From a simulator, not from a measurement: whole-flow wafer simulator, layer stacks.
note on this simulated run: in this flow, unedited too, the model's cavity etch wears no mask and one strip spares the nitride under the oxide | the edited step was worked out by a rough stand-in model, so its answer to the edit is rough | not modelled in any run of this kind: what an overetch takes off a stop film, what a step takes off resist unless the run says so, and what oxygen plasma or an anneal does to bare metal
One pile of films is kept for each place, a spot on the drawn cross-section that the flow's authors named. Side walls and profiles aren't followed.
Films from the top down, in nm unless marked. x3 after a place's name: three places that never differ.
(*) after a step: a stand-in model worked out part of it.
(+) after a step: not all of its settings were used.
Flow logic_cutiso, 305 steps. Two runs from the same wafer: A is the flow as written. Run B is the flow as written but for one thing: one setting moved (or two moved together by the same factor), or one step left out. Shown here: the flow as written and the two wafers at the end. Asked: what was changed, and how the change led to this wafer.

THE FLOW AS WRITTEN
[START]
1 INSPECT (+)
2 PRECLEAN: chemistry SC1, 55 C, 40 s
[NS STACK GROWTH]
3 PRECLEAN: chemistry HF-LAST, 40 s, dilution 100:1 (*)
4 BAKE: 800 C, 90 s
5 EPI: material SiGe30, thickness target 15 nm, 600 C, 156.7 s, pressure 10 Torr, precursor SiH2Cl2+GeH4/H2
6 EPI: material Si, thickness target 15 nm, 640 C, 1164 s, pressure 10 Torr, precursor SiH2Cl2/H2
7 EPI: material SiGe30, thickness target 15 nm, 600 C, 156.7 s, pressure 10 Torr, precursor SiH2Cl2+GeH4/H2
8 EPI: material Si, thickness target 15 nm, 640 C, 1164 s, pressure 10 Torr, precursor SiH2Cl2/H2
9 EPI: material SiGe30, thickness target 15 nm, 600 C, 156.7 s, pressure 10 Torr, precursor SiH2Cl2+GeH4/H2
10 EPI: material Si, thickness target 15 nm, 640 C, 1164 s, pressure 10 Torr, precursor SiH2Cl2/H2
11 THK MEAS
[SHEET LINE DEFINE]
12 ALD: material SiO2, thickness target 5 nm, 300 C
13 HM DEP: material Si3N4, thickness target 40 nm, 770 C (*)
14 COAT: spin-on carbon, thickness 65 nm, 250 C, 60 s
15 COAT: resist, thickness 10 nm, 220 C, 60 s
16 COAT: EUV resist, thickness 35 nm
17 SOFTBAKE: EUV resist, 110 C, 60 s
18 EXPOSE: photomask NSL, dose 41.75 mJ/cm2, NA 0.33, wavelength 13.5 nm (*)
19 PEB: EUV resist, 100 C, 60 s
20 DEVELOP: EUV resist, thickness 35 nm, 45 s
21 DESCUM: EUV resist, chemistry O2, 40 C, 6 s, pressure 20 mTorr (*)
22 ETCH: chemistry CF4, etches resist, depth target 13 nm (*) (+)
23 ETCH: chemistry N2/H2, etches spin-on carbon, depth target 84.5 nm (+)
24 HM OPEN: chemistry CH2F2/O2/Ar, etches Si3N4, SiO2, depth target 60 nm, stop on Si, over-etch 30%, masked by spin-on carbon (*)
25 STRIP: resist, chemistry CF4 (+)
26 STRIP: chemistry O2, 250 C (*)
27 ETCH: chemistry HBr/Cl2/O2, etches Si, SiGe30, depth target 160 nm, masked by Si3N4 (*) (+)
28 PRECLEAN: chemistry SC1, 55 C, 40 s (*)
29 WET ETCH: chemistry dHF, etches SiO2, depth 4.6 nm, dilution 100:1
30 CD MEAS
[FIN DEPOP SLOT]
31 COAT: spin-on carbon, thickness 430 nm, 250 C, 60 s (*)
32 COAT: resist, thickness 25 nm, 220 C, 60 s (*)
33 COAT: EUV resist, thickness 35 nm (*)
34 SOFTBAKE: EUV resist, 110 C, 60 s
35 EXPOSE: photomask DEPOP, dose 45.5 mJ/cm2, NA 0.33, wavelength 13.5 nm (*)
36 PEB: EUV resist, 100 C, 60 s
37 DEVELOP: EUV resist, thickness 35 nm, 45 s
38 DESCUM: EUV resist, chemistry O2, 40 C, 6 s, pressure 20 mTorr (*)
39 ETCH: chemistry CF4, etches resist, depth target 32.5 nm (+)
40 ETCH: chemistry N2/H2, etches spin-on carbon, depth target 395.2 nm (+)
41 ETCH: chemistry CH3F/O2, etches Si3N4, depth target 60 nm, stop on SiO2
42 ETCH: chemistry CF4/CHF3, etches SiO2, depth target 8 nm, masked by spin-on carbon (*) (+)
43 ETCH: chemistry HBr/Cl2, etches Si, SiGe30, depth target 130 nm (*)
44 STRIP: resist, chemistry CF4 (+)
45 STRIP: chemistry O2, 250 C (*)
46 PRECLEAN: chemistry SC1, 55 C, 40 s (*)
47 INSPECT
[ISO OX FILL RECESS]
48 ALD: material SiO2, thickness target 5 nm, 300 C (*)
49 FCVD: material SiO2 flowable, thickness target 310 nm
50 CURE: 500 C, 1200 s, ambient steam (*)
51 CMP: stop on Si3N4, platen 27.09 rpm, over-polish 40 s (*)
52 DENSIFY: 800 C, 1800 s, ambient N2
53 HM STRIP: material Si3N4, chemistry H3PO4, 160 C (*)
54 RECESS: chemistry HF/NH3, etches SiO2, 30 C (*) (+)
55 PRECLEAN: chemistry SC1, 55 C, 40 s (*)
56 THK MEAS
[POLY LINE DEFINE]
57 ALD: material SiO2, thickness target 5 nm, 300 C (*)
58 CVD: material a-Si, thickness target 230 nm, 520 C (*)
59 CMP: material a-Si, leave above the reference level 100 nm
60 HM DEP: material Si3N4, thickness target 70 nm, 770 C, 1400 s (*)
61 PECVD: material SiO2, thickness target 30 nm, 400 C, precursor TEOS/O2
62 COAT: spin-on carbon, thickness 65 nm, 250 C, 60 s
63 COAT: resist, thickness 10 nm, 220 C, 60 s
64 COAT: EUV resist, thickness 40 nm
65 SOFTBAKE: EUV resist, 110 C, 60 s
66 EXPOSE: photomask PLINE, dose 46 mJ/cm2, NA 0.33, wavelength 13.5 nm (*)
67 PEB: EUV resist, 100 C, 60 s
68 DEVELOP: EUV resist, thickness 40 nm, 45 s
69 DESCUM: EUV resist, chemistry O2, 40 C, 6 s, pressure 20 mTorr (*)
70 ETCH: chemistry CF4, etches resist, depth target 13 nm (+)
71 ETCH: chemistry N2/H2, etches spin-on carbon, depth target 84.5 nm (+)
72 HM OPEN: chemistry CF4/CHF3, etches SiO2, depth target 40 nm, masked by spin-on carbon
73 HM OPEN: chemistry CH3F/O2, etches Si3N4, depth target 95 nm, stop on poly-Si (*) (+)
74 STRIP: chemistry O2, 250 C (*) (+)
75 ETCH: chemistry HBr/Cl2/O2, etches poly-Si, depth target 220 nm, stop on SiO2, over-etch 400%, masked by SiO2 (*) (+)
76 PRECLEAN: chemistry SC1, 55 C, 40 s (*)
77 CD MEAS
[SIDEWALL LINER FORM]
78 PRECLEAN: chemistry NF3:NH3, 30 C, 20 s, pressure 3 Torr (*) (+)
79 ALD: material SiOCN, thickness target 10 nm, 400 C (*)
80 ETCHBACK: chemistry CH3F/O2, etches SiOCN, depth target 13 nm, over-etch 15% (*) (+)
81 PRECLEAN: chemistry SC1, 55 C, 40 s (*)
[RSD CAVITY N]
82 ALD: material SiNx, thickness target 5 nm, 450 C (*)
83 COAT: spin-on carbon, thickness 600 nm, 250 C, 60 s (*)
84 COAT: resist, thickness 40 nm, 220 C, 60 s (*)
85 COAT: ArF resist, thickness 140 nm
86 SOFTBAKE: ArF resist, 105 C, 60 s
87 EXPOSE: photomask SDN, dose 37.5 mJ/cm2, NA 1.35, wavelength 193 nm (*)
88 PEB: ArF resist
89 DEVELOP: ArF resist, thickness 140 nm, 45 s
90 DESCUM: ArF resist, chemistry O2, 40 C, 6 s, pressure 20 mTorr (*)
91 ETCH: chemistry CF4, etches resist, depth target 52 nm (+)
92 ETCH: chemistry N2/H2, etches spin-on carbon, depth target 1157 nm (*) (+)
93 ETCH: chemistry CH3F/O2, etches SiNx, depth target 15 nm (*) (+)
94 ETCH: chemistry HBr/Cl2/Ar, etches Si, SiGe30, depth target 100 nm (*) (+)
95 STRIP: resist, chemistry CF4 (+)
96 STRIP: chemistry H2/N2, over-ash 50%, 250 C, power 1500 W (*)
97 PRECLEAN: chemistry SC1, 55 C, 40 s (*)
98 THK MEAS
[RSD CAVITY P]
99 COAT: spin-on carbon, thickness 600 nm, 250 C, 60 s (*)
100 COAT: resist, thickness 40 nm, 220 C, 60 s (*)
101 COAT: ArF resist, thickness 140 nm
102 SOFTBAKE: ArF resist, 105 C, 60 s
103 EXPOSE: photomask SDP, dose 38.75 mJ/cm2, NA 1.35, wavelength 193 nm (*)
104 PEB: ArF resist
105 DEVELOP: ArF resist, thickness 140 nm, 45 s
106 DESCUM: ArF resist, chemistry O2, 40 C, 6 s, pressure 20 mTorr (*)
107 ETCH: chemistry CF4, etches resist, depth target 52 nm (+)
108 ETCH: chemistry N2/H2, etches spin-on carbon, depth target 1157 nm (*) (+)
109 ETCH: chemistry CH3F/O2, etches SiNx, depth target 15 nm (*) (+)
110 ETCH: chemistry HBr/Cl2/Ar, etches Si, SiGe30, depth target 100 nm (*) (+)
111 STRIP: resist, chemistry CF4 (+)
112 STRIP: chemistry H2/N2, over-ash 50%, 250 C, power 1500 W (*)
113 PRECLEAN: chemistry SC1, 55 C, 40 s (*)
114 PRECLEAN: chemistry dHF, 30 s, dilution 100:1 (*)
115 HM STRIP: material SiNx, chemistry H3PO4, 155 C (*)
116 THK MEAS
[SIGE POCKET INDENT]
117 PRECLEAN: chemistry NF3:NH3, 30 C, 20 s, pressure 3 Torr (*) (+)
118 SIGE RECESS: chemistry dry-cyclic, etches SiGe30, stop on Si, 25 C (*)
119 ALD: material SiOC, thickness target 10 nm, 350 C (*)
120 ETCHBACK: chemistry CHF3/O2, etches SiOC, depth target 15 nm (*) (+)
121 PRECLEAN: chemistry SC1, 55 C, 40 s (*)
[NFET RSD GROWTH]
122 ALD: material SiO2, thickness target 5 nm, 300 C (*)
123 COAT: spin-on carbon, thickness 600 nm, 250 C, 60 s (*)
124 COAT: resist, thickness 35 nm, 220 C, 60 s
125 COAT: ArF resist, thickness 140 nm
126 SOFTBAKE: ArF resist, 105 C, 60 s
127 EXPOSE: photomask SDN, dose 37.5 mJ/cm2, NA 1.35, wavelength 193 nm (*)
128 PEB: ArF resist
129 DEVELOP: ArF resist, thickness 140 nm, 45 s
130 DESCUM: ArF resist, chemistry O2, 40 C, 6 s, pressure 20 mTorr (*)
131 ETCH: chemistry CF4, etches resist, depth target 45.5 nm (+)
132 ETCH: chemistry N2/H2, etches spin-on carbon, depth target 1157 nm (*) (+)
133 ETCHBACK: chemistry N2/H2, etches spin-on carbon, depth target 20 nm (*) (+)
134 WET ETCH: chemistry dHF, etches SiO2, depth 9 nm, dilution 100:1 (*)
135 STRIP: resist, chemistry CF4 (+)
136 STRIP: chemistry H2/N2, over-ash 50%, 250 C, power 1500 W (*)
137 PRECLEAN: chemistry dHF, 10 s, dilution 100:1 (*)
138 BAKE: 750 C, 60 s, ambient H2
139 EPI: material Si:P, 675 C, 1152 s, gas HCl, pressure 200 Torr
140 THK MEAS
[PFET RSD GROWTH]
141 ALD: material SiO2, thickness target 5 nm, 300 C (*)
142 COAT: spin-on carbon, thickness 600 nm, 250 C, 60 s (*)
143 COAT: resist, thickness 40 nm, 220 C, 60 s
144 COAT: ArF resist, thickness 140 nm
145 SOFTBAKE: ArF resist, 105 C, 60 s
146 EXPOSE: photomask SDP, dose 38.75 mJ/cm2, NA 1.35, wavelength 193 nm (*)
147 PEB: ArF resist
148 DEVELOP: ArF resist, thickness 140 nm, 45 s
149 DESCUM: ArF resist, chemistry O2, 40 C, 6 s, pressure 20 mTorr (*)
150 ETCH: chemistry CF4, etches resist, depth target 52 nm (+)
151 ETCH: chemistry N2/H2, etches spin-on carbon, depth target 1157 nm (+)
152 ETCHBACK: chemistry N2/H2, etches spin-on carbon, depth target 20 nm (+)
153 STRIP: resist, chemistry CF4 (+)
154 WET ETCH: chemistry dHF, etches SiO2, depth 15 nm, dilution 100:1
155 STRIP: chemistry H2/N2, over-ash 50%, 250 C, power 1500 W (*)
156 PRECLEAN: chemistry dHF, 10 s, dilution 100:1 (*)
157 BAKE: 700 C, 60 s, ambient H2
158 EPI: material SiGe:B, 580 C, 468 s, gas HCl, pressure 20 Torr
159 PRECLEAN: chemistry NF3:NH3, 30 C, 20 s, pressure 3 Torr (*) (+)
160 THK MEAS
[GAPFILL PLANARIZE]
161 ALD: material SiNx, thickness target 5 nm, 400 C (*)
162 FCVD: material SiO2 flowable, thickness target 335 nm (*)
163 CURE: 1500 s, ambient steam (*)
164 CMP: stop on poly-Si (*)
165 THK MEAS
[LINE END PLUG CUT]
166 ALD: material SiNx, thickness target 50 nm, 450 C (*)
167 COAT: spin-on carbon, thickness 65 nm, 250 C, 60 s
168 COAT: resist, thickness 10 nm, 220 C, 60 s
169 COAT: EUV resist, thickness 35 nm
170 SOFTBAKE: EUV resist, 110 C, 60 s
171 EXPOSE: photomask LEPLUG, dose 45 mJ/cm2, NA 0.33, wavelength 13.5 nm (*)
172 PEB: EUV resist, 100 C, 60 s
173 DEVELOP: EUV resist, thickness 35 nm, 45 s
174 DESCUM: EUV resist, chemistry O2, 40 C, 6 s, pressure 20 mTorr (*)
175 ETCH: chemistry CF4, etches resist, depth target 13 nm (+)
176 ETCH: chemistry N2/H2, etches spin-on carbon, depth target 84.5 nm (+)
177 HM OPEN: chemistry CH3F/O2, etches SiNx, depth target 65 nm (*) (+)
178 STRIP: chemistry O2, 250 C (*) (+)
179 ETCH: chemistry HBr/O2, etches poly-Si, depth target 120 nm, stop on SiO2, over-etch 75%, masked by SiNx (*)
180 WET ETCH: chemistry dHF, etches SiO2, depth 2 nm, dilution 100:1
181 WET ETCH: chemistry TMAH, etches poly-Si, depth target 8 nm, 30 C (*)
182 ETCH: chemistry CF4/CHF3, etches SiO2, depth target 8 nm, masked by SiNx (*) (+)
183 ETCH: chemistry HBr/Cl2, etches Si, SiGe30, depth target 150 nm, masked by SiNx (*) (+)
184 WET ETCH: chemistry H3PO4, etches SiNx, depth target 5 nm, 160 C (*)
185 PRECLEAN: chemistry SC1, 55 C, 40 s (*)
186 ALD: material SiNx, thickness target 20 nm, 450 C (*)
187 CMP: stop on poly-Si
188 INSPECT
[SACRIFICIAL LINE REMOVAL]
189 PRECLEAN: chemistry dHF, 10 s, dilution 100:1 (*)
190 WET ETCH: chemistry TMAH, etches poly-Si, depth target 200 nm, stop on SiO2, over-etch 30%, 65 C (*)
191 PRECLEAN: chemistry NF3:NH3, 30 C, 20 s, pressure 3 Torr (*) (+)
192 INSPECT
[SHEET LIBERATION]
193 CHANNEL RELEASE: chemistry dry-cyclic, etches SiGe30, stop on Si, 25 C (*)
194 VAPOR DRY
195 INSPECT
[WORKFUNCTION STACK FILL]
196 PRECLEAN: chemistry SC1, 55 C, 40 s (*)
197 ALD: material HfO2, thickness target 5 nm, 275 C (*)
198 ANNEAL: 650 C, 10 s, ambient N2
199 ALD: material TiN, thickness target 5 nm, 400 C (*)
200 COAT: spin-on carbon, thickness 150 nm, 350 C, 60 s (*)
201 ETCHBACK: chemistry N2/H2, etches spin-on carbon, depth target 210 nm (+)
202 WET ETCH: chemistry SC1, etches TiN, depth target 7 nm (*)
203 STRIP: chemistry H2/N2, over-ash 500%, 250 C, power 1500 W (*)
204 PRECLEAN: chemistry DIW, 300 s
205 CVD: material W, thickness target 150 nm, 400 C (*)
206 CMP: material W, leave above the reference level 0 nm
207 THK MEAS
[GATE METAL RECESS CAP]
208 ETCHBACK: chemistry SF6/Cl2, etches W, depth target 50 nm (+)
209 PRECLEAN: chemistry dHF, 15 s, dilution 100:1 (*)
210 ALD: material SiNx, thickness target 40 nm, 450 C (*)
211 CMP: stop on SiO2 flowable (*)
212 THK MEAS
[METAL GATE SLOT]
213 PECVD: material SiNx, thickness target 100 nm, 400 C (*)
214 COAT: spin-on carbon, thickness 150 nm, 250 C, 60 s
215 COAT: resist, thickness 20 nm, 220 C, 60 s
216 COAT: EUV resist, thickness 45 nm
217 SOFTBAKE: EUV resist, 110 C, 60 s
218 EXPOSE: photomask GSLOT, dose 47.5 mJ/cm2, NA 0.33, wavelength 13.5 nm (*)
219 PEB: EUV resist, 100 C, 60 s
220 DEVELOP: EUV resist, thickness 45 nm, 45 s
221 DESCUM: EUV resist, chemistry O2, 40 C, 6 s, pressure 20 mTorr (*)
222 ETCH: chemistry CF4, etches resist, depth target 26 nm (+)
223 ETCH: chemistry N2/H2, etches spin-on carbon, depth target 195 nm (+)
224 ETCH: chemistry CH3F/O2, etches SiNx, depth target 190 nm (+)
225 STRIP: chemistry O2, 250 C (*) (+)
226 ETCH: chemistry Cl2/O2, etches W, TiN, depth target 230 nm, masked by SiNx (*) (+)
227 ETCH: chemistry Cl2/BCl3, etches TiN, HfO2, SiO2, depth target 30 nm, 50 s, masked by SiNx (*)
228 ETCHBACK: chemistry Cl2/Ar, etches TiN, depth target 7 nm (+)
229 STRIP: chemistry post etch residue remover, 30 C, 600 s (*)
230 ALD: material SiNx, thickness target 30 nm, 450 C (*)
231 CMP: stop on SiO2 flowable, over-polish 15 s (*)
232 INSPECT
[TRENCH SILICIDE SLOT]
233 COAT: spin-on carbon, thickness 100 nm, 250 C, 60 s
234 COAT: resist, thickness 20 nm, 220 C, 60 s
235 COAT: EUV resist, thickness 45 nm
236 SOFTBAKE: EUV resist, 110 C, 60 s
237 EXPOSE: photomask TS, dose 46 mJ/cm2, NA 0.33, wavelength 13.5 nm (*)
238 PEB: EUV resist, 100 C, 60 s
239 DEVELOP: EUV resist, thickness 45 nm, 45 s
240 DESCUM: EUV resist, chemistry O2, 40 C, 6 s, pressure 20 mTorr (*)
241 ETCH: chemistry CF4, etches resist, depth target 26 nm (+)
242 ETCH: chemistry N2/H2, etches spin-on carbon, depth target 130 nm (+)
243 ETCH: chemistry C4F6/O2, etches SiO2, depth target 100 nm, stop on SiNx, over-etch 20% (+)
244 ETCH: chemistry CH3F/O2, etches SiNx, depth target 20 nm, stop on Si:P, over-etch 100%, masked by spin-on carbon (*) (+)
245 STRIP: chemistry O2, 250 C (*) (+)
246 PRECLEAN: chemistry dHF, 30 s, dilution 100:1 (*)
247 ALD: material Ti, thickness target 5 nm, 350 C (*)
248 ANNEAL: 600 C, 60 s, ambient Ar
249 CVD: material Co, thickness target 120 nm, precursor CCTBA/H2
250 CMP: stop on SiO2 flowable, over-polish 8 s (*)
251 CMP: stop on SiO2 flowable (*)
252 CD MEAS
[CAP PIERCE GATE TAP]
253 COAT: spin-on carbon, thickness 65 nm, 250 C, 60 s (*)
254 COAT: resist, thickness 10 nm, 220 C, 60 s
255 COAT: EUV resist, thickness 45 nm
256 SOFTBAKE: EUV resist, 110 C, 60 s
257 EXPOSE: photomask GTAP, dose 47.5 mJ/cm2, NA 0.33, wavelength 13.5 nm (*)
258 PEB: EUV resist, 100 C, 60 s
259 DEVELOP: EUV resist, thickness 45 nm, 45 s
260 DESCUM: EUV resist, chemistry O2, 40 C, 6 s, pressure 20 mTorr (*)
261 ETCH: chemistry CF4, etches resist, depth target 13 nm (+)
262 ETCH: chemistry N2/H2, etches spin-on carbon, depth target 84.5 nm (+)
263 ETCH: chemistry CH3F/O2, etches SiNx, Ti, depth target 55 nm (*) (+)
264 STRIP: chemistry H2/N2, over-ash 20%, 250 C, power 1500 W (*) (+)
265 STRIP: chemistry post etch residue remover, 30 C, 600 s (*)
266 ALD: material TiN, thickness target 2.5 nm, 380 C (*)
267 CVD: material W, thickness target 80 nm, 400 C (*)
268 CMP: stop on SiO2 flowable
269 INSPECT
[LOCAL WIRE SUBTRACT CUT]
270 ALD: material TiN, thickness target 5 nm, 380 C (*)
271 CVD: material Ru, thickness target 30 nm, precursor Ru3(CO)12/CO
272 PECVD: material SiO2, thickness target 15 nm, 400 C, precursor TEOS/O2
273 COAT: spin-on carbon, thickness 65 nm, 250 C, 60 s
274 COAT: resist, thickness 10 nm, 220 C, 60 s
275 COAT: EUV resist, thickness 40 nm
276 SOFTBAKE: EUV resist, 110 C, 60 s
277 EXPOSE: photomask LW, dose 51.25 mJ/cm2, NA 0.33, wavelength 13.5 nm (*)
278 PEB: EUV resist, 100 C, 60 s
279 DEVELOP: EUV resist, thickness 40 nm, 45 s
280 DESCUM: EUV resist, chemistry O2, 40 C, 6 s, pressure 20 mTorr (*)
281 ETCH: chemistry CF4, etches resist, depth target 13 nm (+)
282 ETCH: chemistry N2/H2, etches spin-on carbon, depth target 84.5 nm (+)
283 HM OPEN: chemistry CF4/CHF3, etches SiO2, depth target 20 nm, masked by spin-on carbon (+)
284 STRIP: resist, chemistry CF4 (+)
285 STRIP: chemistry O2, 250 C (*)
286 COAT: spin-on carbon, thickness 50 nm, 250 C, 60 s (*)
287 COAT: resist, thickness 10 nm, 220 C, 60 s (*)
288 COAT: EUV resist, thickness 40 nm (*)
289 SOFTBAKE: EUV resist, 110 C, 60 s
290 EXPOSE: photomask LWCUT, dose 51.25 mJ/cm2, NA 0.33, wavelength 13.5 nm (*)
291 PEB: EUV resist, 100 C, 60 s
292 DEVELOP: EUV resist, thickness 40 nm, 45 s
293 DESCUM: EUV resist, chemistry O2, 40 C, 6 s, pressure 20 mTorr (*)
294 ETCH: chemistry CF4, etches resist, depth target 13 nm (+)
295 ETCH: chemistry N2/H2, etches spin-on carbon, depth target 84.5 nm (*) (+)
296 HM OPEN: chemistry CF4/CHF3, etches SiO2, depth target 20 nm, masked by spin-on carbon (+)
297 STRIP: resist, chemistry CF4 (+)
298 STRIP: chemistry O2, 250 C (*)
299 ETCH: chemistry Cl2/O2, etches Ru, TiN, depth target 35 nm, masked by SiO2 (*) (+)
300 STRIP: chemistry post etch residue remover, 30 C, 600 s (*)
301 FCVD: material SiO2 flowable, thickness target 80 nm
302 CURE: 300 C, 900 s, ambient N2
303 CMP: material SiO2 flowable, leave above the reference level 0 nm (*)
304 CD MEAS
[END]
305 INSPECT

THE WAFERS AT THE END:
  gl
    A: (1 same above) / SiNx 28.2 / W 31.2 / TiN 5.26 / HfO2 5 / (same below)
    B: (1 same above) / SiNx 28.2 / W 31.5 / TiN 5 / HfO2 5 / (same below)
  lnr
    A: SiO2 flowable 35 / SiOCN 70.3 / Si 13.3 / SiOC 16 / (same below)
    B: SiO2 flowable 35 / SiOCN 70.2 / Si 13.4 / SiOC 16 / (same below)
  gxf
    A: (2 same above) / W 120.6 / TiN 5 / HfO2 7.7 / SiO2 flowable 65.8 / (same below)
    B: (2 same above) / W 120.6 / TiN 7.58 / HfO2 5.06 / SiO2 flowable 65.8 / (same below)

The cause: step 75, ETCH: over-etch 250% was run, where the flow has over-etch 400%.

How the change led to this, step by step:
  75 ETCH: chemistry HBr/Cl2/O2, etches poly-Si, depth target 220 nm, stop on SiO2, over-etch 400%, masked by SiO2 (*) (+)
      lnr, lnrp, lnrt, rsdn, rsdp, rsdw, rsdx: A chemical SiO2 -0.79 (all of it), poly-Si -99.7 (all of it), SiO2 -5 (all of it) | B chemical SiO2 -0.79 (all of it), poly-Si -99.7 (all of it), SiO2 -3.35
      depop, dpovl, gfld and 10 more: A SiO2 -9.58 | B SiO2 -8.16
      (and at 2 more places)
  78 PRECLEAN: chemistry NF3:NH3, 30 C, 20 s, pressure 3 Torr (*) (+)
      lnr, lnrp, lnrt, rsdn, rsdp, rsdw, rsdx: A chemical SiO2 -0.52 (all of it) | B SiO2 -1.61 (all of it), chemical SiO2 -0.49 (all of it)
      iso, lnri: A SiO2 -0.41 (all of it), SiO2 flowable -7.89 | B SiO2 -2.06 (all of it), SiO2 flowable -5.99
  120 ETCHBACK: chemistry CHF3/O2, etches SiOC, depth target 15 nm (*) (+)
      gl, tap: A SiOC -10 (all of it), SiO2 -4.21 (all of it), Si3N4 -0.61 | B SiOC -10 (all of it), SiO2 -5
      glp: A SiOC -10 (all of it), SiO2 -4.25 (all of it), Si3N4 -0.58 | B SiOC -10 (all of it), SiO2 -5
      (and at 2 more places)
  122 ALD: material SiO2, thickness target 5 nm, 300 C (*)
      gl, glp, tap: A SiO2 +5 (new film) | B SiO2 +5
      gxn: A SiO2 +6.76 (new film) | B SiO2 +6.95
      (and at 1 more place)
  132 ETCH: chemistry N2/H2, etches spin-on carbon, depth target 1157 nm (*) (+)
      gl, tap: A spin-on carbon -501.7 (all of it), SiO2 -5 (all of it), Si3N4 -0.5 | B spin-on carbon -501.7 (all of it), SiO2 -5.59 (all of it), Si3N4 -0.22
  133 ETCHBACK: chemistry N2/H2, etches spin-on carbon, depth target 20 nm (*) (+)
      gxn: A SiO2 -0.7 (all of it), Si3N4 -0.21 | B SiO2 -1.11
  134 WET ETCH: chemistry dHF, etches SiO2, depth 9 nm, dilution 100:1 (*)
      gxn: A Si3N4 -0.34 | B SiO2 -1.34 (all of it), Si3N4 -0.22
  141 ALD: material SiO2, thickness target 5 nm, 300 C (*)
      gxn: A SiO2 +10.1 (new film) | B SiO2 +11.2 (new film)
  153 STRIP: resist, chemistry CF4 (+)
      glp: A SiO2 -1.36 (all of it) | B SiO2 -1.96 (all of it)
      gxp: A SiO2 -3.06 (all of it) | B SiO2 -4.81 (all of it)
  161 ALD: material SiNx, thickness target 5 nm, 400 C (*)
      gxp: A SiNx +5 (new film) | B SiNx +5.65 (new film)
  164 CMP: stop on poly-Si (*)
      depop, dpovl, isow, ns, nsgap: A SiO2 flowable -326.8 (all of it), SiNx -5 (all of it), SiO2 -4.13 (all of it), Si3N4 -70 (all of it) | B SiO2 flowable -326.8 (all of it), SiNx -5 (all of it), SiO2 -5.54 (all of it), Si3N4 -70 (all of it)
      gfld, gxf, plug: A SiO2 flowable -251.9 (all of it), SiNx -5 (all of it), SiO2 -4.13 (all of it), Si3N4 -70 (all of it) | B SiO2 flowable -251.7 (all of it), SiNx -5 (all of it), SiO2 -5.54 (all of it), Si3N4 -70 (all of it)
      (and at 4 more places)
  197 ALD: material HfO2, thickness target 5 nm, 275 C (*)
      gxf: A HfO2 +7.7 (new film) | B HfO2 +5.06 (new film)
  199 ALD: material TiN, thickness target 5 nm, 400 C (*)
      gxf: A TiN +5 (new film) | B TiN +7.58 (new film)
